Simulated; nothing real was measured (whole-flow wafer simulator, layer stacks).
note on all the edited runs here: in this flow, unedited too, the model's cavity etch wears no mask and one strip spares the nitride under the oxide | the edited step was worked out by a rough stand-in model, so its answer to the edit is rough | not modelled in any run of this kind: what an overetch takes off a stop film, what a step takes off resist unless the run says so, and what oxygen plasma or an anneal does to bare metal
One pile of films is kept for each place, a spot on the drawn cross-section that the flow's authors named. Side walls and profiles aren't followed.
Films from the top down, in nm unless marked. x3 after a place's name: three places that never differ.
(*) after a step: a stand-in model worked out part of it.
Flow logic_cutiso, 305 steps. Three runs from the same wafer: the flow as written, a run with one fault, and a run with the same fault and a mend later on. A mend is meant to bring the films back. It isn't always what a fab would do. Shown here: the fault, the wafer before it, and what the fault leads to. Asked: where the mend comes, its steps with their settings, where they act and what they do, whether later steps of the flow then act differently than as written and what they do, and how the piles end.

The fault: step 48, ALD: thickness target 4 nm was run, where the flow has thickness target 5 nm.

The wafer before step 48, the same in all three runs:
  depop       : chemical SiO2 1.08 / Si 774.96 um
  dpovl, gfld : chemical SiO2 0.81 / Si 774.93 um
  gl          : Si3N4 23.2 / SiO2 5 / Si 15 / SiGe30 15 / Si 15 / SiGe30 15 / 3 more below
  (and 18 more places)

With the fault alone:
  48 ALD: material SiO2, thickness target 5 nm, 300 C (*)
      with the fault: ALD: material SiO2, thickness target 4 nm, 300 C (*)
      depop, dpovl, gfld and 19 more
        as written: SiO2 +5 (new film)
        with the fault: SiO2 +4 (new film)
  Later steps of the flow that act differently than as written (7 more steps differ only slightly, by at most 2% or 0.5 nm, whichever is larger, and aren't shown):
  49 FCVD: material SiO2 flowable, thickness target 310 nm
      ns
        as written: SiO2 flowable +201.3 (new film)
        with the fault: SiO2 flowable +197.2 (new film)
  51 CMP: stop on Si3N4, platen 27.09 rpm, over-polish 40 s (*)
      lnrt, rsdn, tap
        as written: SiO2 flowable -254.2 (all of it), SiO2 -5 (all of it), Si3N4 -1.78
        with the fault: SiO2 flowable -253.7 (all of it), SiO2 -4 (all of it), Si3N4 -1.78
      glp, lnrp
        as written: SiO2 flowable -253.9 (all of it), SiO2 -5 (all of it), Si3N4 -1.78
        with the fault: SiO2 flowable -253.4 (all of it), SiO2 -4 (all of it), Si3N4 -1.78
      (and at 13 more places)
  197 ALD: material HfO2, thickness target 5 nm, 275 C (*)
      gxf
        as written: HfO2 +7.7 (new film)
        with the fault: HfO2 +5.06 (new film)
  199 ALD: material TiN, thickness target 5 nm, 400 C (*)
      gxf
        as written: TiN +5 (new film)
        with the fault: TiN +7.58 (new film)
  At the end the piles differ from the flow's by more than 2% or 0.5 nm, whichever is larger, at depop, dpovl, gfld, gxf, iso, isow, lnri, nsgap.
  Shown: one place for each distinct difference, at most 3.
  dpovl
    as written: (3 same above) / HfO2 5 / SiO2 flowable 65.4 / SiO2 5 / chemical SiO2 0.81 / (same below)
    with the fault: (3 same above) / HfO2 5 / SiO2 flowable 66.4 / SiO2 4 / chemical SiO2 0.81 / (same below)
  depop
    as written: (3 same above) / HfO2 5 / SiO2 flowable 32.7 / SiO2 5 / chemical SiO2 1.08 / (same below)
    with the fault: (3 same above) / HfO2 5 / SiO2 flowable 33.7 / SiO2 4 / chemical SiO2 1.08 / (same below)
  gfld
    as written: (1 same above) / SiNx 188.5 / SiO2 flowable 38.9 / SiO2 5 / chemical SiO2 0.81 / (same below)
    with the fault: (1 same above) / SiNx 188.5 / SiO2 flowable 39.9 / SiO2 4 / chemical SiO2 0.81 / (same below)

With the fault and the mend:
  The mend comes after step 48.
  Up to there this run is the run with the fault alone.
  48a ALD: material SiO2, thickness target 1 nm, 300 C (*) (the flow's step 48 once more, with other settings)
      depop, dpovl, gfld and 19 more
        SiO2 +1
  No later step of the flow acts differently than as written at any place that is followed.
  At the end the piles are the same as the flow's at every place that both follow.
